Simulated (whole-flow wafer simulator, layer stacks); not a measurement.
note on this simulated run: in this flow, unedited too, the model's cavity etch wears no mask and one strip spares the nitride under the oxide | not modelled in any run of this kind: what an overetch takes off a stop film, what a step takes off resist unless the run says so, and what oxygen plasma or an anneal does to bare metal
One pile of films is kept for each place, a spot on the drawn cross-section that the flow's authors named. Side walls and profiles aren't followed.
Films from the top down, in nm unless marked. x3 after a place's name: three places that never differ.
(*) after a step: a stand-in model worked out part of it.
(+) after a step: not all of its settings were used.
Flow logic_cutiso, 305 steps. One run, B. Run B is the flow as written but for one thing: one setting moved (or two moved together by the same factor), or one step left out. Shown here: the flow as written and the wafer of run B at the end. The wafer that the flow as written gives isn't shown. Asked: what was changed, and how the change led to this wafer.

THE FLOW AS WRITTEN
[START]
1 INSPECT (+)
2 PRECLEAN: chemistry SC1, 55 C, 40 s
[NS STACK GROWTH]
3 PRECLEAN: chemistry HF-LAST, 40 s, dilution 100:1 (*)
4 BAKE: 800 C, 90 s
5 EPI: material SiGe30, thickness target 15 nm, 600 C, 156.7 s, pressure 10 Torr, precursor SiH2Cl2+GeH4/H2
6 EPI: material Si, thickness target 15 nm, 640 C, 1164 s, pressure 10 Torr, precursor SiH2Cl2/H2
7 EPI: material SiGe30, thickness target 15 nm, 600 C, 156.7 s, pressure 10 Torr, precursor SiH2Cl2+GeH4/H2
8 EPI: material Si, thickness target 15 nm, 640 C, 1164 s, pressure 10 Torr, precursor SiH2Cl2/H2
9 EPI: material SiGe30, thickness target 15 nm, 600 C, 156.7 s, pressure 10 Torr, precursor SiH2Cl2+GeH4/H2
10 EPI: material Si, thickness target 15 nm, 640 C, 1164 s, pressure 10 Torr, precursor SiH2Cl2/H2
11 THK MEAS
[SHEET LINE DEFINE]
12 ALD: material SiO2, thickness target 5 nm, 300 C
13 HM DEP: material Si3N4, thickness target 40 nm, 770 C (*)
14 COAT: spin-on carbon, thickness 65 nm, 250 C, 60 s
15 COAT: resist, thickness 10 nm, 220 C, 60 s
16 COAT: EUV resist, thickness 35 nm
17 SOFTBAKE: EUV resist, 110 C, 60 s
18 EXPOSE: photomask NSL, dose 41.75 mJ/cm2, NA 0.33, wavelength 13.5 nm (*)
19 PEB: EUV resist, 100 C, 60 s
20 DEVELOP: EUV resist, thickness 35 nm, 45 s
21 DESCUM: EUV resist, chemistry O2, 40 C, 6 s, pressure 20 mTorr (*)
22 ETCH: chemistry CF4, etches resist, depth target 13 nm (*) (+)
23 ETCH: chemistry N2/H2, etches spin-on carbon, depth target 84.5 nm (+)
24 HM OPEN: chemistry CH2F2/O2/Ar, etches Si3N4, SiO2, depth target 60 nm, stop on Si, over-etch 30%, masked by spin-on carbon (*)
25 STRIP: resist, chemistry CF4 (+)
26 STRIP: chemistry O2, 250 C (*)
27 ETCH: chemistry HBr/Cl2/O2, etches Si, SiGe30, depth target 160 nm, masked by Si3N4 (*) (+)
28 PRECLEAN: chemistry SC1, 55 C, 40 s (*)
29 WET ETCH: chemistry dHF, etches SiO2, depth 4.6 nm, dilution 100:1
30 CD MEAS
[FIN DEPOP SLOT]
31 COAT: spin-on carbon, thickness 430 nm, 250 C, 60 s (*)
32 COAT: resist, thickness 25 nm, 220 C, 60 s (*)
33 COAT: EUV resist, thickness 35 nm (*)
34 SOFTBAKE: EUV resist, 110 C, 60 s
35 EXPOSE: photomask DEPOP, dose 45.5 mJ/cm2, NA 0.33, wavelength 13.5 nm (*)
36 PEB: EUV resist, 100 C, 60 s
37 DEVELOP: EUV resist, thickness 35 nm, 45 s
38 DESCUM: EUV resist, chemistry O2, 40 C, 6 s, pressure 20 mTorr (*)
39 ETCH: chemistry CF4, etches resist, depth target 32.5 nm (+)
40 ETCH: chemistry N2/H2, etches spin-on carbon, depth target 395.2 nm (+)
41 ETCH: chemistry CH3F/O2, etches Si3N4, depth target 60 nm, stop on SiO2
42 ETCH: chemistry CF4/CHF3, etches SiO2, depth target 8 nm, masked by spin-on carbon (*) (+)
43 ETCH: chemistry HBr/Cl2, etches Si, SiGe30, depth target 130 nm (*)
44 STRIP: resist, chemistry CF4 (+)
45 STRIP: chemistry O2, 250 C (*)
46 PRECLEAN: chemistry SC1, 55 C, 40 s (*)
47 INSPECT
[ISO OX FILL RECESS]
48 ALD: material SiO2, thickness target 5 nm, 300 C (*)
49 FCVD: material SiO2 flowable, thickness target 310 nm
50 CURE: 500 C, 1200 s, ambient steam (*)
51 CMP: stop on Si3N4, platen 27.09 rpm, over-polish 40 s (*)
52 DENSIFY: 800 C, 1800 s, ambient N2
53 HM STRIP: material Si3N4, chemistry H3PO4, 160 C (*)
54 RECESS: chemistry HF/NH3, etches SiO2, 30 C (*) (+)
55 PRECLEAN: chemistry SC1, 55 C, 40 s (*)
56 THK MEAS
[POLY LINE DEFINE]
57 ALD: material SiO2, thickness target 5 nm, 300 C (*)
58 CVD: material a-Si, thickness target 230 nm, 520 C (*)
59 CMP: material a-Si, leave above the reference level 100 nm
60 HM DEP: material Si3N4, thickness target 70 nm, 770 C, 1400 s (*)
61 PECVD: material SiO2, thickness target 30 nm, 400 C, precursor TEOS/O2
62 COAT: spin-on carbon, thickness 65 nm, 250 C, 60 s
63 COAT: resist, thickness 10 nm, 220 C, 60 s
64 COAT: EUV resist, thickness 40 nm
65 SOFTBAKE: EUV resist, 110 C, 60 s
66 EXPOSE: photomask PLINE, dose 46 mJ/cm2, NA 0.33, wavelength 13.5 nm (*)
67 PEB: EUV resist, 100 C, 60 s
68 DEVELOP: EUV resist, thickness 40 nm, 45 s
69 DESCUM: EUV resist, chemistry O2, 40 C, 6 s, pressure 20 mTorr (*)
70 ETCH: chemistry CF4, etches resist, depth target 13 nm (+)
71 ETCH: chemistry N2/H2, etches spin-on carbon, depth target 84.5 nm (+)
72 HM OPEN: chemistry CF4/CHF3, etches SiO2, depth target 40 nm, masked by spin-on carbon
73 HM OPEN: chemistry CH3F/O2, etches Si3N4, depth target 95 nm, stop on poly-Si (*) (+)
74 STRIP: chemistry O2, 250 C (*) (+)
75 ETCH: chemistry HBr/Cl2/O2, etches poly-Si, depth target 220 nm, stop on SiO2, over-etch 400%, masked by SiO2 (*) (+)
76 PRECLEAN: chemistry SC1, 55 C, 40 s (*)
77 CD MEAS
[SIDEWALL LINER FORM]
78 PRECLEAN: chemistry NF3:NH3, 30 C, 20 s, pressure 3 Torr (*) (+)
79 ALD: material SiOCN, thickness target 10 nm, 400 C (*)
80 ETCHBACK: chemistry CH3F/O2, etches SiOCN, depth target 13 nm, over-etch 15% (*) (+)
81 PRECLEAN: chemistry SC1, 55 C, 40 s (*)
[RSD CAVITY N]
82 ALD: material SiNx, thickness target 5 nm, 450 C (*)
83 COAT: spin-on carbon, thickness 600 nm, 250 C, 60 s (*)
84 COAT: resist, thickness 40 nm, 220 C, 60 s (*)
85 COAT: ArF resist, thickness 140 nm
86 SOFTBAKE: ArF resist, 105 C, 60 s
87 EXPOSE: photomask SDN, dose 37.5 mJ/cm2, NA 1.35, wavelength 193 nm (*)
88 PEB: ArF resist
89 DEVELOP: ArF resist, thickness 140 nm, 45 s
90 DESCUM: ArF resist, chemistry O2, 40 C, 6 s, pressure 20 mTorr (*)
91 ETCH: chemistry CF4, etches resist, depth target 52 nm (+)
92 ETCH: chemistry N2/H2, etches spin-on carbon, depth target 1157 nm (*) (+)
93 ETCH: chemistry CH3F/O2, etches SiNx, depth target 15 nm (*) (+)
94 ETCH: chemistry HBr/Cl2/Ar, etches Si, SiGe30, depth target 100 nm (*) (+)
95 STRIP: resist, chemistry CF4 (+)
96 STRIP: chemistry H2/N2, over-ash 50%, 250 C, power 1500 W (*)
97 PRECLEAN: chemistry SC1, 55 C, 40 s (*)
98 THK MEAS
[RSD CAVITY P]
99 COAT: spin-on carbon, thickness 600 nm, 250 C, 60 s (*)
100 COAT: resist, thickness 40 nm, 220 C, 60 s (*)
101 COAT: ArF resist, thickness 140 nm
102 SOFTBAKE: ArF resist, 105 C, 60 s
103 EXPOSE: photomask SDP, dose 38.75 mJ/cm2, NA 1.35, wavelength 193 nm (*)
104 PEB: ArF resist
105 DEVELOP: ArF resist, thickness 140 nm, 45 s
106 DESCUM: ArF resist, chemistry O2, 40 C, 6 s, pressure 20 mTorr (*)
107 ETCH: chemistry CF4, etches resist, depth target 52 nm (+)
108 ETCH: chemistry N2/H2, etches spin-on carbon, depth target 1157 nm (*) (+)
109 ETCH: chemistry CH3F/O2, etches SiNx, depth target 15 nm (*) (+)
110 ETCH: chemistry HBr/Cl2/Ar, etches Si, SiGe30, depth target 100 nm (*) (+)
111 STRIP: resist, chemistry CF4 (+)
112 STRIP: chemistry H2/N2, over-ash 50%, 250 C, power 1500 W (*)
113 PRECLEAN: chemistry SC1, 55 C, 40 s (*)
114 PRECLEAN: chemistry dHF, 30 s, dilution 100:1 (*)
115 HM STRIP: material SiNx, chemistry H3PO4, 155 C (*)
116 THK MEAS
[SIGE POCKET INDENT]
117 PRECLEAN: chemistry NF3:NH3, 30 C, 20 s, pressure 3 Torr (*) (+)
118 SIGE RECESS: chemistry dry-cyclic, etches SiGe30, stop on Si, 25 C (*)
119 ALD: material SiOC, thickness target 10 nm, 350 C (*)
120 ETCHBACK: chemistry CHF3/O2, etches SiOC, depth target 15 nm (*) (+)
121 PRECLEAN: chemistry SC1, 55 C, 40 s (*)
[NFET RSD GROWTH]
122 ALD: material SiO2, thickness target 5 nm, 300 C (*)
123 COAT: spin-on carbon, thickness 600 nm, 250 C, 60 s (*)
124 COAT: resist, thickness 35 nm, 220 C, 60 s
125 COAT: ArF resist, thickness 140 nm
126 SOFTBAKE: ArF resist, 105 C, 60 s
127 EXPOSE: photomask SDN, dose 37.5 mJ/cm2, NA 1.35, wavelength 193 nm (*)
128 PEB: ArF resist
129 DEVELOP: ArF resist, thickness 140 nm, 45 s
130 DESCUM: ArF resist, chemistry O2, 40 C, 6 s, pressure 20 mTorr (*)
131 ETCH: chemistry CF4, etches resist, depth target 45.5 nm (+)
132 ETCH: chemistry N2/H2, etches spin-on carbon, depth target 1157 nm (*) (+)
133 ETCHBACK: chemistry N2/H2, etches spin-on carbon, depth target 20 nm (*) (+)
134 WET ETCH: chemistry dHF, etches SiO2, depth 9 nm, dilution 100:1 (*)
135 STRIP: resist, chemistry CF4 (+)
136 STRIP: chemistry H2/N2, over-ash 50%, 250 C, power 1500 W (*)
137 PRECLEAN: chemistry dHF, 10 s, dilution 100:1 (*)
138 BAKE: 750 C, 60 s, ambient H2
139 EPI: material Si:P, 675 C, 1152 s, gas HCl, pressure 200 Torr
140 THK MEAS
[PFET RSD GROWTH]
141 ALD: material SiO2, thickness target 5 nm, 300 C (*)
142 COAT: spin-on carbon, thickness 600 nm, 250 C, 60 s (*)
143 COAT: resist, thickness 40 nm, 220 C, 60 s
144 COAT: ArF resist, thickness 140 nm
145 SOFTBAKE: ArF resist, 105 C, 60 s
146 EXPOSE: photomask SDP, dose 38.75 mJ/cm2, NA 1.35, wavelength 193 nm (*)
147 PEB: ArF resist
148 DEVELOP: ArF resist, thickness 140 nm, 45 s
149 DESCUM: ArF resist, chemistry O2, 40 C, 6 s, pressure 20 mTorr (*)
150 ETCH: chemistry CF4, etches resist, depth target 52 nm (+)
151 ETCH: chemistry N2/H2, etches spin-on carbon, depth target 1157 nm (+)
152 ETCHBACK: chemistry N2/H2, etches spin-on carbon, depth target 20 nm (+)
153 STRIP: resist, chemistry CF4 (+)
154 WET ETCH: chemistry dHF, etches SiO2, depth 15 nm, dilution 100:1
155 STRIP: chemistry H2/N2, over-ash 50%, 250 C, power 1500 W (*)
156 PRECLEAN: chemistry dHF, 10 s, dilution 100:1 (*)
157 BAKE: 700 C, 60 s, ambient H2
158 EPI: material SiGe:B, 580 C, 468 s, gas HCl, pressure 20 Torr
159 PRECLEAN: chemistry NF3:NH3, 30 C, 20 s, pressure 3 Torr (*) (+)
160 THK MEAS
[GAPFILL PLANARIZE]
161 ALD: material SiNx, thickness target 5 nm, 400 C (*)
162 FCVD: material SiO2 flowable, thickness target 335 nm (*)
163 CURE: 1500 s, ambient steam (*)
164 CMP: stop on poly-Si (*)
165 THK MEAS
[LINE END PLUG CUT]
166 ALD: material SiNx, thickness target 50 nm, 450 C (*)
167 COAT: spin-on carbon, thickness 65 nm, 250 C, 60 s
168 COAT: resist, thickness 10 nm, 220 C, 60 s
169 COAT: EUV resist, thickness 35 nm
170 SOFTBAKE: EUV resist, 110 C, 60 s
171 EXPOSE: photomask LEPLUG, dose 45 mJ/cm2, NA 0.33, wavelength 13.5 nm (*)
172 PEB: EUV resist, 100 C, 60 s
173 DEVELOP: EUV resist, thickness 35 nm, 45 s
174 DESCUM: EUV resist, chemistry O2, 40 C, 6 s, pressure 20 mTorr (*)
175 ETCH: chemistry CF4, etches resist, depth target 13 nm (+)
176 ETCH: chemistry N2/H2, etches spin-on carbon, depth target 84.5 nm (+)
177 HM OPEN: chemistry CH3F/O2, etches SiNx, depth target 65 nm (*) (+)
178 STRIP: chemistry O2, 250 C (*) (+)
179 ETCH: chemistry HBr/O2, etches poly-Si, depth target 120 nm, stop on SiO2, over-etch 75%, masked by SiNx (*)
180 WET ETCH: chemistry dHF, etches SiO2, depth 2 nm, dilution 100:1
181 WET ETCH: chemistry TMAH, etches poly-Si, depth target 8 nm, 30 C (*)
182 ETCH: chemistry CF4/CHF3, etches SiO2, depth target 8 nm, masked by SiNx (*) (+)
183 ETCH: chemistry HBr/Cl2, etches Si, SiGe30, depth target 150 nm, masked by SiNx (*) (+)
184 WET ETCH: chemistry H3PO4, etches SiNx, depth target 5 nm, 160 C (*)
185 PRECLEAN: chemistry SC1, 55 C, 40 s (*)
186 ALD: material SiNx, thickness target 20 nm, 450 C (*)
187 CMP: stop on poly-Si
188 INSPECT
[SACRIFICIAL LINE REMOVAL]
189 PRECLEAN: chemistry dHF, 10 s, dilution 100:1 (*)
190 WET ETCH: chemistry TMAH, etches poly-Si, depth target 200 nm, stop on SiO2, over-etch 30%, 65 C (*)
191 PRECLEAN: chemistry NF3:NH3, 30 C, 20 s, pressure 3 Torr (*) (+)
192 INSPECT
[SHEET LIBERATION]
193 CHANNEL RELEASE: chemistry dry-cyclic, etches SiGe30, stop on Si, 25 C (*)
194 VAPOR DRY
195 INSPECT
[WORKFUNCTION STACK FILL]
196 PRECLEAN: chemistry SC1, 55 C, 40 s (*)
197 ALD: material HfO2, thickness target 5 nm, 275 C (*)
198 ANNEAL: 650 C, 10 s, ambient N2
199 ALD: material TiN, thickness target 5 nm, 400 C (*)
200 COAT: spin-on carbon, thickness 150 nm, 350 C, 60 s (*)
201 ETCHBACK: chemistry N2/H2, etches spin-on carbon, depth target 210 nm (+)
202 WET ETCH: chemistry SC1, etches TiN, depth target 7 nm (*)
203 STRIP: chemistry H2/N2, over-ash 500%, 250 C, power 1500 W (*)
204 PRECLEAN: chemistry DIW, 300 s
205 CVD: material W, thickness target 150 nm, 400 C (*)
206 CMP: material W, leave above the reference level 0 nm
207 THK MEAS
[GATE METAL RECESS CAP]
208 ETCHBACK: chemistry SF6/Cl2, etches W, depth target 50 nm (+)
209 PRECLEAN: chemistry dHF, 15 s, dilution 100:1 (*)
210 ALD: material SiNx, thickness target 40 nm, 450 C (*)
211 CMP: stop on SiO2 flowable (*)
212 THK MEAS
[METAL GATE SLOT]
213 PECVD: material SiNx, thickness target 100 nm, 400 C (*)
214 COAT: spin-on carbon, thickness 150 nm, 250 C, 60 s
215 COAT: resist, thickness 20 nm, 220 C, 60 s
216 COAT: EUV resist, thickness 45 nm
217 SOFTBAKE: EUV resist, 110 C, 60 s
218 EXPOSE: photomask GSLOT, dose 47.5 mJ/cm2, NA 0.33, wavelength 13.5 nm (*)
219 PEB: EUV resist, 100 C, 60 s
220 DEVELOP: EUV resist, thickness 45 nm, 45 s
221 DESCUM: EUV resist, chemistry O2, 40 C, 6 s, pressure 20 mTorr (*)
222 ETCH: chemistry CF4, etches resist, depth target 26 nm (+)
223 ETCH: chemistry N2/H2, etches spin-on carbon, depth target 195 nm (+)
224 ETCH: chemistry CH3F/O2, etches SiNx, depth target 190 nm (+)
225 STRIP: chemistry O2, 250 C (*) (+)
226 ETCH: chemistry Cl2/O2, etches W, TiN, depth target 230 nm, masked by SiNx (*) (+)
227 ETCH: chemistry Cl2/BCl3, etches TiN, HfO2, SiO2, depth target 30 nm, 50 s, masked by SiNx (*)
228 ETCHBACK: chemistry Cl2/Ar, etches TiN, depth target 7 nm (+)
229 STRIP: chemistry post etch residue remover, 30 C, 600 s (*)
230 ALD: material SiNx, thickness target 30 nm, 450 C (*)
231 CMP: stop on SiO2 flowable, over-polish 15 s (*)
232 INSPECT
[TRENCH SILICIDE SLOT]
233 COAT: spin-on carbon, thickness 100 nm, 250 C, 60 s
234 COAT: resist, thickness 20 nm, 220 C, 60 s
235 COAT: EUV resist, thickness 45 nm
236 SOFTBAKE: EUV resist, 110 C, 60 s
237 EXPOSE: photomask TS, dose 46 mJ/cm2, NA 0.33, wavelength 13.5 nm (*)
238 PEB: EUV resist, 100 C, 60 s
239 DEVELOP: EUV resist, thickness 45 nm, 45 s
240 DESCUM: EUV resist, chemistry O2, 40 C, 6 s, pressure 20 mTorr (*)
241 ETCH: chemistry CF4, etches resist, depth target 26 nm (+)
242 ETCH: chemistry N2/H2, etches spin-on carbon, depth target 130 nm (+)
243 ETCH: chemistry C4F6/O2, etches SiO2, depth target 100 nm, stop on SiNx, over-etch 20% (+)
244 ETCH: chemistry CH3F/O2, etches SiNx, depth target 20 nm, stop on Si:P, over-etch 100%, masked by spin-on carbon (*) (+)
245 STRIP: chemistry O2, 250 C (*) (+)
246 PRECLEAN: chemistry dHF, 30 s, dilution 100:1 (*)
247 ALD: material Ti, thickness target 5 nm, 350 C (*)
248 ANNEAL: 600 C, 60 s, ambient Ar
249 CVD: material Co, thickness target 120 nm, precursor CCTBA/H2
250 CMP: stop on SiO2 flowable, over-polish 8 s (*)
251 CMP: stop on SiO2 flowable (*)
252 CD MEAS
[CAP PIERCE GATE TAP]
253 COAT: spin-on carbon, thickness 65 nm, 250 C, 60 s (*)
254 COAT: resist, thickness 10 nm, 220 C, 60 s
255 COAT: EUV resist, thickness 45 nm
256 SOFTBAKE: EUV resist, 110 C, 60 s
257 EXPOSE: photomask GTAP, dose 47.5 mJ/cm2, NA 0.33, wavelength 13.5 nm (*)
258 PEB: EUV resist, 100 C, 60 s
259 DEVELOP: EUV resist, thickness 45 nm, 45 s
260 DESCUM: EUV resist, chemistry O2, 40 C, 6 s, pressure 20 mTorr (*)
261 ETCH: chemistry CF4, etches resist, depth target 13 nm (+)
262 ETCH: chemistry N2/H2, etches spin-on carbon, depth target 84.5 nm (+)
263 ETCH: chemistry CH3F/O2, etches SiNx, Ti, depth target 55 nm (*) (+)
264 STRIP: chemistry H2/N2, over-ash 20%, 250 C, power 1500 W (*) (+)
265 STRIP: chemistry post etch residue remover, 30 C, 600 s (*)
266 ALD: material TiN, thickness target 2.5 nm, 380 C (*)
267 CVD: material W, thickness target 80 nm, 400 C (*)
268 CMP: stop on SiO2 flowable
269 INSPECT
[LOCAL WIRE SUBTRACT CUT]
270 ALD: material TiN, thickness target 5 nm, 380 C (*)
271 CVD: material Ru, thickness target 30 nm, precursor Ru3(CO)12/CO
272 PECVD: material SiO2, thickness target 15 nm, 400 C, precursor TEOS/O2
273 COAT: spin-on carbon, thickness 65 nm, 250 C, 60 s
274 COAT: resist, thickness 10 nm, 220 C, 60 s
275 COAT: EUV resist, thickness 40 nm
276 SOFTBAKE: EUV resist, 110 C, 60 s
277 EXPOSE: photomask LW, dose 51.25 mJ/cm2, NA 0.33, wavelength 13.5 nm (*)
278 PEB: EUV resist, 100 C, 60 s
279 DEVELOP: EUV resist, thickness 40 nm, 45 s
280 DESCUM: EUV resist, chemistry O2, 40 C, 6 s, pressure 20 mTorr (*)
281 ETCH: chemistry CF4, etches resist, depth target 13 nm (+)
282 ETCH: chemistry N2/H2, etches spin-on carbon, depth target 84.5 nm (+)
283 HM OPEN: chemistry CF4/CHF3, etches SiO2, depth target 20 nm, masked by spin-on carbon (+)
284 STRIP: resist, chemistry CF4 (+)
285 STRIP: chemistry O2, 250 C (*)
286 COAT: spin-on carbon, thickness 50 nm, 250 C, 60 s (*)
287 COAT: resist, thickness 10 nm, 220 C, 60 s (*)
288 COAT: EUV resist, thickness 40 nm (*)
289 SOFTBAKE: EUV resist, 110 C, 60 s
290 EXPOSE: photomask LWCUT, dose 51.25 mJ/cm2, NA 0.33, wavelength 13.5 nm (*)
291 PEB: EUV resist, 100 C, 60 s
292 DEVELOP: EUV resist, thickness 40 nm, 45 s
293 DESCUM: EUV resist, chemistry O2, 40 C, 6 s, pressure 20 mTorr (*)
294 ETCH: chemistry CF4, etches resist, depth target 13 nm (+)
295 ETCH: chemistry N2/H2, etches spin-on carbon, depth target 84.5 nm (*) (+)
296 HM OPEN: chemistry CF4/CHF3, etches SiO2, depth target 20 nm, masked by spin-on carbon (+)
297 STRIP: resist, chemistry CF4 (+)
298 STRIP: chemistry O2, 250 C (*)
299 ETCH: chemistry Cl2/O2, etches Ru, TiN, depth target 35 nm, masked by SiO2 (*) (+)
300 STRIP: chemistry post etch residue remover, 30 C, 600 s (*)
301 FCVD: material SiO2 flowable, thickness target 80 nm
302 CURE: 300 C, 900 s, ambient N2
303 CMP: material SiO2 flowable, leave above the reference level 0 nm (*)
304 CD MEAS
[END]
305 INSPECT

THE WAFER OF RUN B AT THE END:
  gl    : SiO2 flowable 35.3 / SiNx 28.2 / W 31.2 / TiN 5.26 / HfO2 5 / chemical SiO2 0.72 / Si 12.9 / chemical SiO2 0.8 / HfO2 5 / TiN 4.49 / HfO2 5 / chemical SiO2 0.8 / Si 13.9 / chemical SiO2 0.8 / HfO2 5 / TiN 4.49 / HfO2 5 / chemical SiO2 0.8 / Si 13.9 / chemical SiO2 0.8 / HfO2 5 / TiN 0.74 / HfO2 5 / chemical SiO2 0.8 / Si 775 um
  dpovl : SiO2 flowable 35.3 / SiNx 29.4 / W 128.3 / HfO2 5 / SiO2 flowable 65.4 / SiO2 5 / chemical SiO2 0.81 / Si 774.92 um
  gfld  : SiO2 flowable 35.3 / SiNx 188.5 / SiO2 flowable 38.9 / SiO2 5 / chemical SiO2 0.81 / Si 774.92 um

The cause: step 5, EPI: 117.5 s was run, where the flow has 156.7 s.

How the change led to this, step by step:
  5 EPI: material SiGe30, thickness target 15 nm, 600 C, 156.7 s, pressure 10 Torr, precursor SiH2Cl2+GeH4/H2
      depop, dpovl, gfld and 19 more: SiGe30 +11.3 (new film) (as written it would be: SiGe30 +15 (new film))
  27 ETCH: chemistry HBr/Cl2/O2, etches Si, SiGe30, depth target 160 nm, masked by Si3N4 (*) (+)
      gfld, gxf, iso, lnri: chemical SiO2 -0.79 (all of it), Si -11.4 (all of it), SiGe30 -15 (all of it), Si -15 (all of it), SiGe30 -15 (all of it), Si -15 (all of it), SiGe30 -11.3 (all of it), Si -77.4 (as written it would be: chemical SiO2 -0.79 (all of it), Si -11.4 (all of it), SiGe30 -15 (all of it), Si -15 (all of it), SiGe30 -15 (all of it), Si -15 (all of it), SiGe30 -15 (all of it), Si -73.6)
      dpovl, nsgap: chemical SiO2 -0.79 (all of it), Si -11.8 (all of it), SiGe30 -15 (all of it), Si -15 (all of it), SiGe30 -15 (all of it), Si -15 (all of it), SiGe30 -11.3 (all of it), Si -77 (as written it would be: chemical SiO2 -0.79 (all of it), Si -11.8 (all of it), SiGe30 -15 (all of it), Si -15 (all of it), SiGe30 -15 (all of it), Si -15 (all of it), SiGe30 -15 (all of it), Si -73.2)
      (and at 1 more place)
  43 ETCH: chemistry HBr/Cl2, etches Si, SiGe30, depth target 130 nm (*)
      depop: Si -14 (all of it), SiGe30 -15 (all of it), Si -15 (all of it), SiGe30 -15 (all of it), Si -15 (all of it), SiGe30 -11.3 (all of it), Si -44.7 (as written it would be: Si -14 (all of it), SiGe30 -15 (all of it), Si -15 (all of it), SiGe30 -15 (all of it), Si -15 (all of it), SiGe30 -15 (all of it), Si -41)
  94 ETCH: chemistry HBr/Cl2/Ar, etches Si, SiGe30, depth target 100 nm (*) (+)
      rsdn, rsdx: chemical SiO2 -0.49 (all of it), Si -12.8 (all of it), SiGe30 -15 (all of it), Si -15 (all of it), SiGe30 -15 (all of it), Si -15 (all of it), SiGe30 -11.3 (all of it), Si -15.9 (as written it would be: chemical SiO2 -0.49 (all of it), Si -12.8 (all of it), SiGe30 -15 (all of it), Si -15 (all of it), SiGe30 -15 (all of it), Si -15 (all of it), SiGe30 -15 (all of it), Si -12.2)
  110 ETCH: chemistry HBr/Cl2/Ar, etches Si, SiGe30, depth target 100 nm (*) (+)
      rsdp, rsdw: chemical SiO2 -0.49 (all of it), Si -12.8 (all of it), SiGe30 -15 (all of it), Si -15 (all of it), SiGe30 -15 (all of it), Si -15 (all of it), SiGe30 -11.3 (all of it), Si -15.9 (as written it would be: chemical SiO2 -0.49 (all of it), Si -12.8 (all of it), SiGe30 -15 (all of it), Si -15 (all of it), SiGe30 -15 (all of it), Si -15 (all of it), SiGe30 -15 (all of it), Si -12.2)
  118 SIGE RECESS: chemistry dry-cyclic, etches SiGe30, stop on Si, 25 C (*)
      lnr, lnrp, lnrt: SiOCN -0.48, Si -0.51, cavity +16 (new film), SiGe30 -15 (all of it), Si -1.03, cavity +16 (new film), SiGe30 -15 (all of it), Si -1.03, cavity +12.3 (new film), SiGe30 -11.3 (all of it), Si -0.51 (as written it would be: SiOCN -0.48, Si -0.51, cavity +16 (new film), SiGe30 -15 (all of it), Si -1.03, cavity +16 (new film), SiGe30 -15 (all of it), Si -1.03, cavity +16 (new film), SiGe30 -15 (all of it), Si -0.51)
  119 ALD: material SiOC, thickness target 10 nm, 350 C (*)
      lnr, lnrp, lnrt: SiOC +10 (new film), SiOC +16 (new film), cavity -16 (all of it), SiOC +16 (new film), cavity -16 (all of it), SiOC +12.3 (new film), cavity -12.3 (all of it) (as written it would be: SiOC +10 (new film), SiOC +16 (new film), cavity -16 (all of it), SiOC +16 (new film), cavity -16 (all of it), SiOC +16 (new film), cavity -16 (all of it))
  183 ETCH: chemistry HBr/Cl2, etches Si, SiGe30, depth target 150 nm, masked by SiNx (*) (+)
      plug: Si -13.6 (all of it), SiGe30 -15 (all of it), Si -15 (all of it), SiGe30 -15 (all of it), Si -15 (all of it), SiGe30 -11.3 (all of it), Si -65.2 (as written it would be: Si -13.6 (all of it), SiGe30 -15 (all of it), Si -15 (all of it), SiGe30 -15 (all of it), Si -15 (all of it), SiGe30 -15 (all of it), Si -61.4)
  193 CHANNEL RELEASE: chemistry dry-cyclic, etches SiGe30, stop on Si, 25 C (*)
      gl, glp, gxn, gxp, ns, tap: chemical SiO2 +0.8 (new film), Si -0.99, chemical SiO2 +0.8 (new film), cavity +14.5 (new film), chemical SiO2 +0.8 (new film), SiGe30 -15 (all of it), Si -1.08, chemical SiO2 +0.8 (new film), cavity +14.5 (new film), chemical SiO2 +0.8 (new film), SiGe30 -15 (all of it), Si -1.08, chemical SiO2 +0.8 (new film), cavity +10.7 (new film), chemical SiO2 +0.8 (new film), SiGe30 -11.3 (all of it), Si -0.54 (as written it would be: chemical SiO2 +0.8 (new film), Si -0.99, chemical SiO2 +0.8 (new film), cavity +14.5 (new film), chemical SiO2 +0.8 (new film), SiGe30 -15 (all of it), Si -1.08, chemical SiO2 +0.8 (new film), cavity +14.5 (new film), chemical SiO2 +0.8 (new film), SiGe30 -15 (all of it), Si -1.08, chemical SiO2 +0.8 (new film), cavity +14.5 (new film), chemical SiO2 +0.8 (new film), SiGe30 -15 (all of it), Si -0.54)
  199 ALD: material TiN, thickness target 5 nm, 400 C (*)
      gl, glp, tap: TiN +5.26 (new film), TiN +4.49 (new film), cavity -4.49 (all of it), TiN +4.49 (new film), cavity -4.49 (all of it), TiN +0.74 (new film), cavity -0.74 (all of it) (as written it would be: TiN +5.26 (new film), TiN +4.49 (new film), cavity -4.49 (all of it), TiN +4.49 (new film), cavity -4.49 (all of it), TiN +4.49 (new film), cavity -4.49 (all of it))
      gxn, gxp, ns: TiN +5 (new film), TiN +4.49 (new film), cavity -4.49 (all of it), TiN +4.49 (new film), cavity -4.49 (all of it), TiN +0.74 (new film), cavity -0.74 (all of it) (as written it would be: TiN +5 (new film), TiN +4.49 (new film), cavity -4.49 (all of it), TiN +4.49 (new film), cavity -4.49 (all of it), TiN +4.49 (new film), cavity -4.49 (all of it))
